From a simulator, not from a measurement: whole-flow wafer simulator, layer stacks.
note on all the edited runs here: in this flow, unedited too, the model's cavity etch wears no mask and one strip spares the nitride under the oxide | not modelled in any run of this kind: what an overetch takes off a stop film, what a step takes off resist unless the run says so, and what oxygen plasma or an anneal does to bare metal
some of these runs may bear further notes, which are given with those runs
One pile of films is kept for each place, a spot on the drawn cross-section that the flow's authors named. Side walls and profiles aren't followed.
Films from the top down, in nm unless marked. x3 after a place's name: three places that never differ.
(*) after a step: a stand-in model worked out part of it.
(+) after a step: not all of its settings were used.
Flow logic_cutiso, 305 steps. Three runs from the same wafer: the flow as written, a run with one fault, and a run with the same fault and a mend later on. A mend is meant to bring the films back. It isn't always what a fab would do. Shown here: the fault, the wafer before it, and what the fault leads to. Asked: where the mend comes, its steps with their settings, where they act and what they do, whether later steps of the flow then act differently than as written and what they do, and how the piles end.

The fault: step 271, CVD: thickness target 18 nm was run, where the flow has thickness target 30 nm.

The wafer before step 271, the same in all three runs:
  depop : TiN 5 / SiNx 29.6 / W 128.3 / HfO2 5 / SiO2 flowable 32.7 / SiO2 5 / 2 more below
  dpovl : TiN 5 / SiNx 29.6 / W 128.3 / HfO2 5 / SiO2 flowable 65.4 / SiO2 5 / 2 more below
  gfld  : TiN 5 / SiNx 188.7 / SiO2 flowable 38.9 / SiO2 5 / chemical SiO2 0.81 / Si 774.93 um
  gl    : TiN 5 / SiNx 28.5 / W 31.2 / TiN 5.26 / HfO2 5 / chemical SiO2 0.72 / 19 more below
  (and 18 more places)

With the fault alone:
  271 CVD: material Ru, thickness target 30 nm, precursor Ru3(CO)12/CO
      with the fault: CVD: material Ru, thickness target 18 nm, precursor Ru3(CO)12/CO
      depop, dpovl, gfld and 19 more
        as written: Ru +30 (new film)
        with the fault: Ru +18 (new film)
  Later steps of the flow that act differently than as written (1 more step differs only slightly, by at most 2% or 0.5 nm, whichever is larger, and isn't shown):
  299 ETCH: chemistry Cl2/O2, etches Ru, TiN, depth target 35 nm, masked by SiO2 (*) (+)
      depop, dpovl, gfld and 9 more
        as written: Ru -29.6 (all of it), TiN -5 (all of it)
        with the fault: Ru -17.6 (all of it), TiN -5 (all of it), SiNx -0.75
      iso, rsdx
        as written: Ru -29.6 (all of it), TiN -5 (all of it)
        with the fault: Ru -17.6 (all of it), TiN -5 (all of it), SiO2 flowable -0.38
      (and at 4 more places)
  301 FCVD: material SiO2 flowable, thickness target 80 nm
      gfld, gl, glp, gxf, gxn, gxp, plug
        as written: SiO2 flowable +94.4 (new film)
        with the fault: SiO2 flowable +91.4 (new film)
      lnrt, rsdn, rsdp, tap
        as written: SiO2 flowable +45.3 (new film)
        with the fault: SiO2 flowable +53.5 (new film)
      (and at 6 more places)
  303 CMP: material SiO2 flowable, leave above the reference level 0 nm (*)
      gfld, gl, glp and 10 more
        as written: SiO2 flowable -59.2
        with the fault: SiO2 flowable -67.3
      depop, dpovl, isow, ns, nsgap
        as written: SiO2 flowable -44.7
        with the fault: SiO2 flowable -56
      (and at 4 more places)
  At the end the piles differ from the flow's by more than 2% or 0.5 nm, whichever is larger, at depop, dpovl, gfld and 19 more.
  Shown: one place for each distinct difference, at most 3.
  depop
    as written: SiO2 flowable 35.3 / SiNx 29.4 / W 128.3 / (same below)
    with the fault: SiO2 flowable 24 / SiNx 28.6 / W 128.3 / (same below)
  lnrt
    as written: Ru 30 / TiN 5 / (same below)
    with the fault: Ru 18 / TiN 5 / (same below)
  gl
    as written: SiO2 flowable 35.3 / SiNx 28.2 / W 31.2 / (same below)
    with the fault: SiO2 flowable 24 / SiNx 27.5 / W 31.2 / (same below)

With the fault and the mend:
  The mend comes after step 271.
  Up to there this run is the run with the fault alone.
  271a CVD: material Ru, thickness target 12 nm, precursor Ru3(CO)12/CO (the flow's step 271 once more, with other settings)
      depop, dpovl, gfld and 19 more
        Ru +12
  No later step of the flow acts differently than as written at any place that is followed.
  At the end the piles are the same as the flow's at every place that both follow.
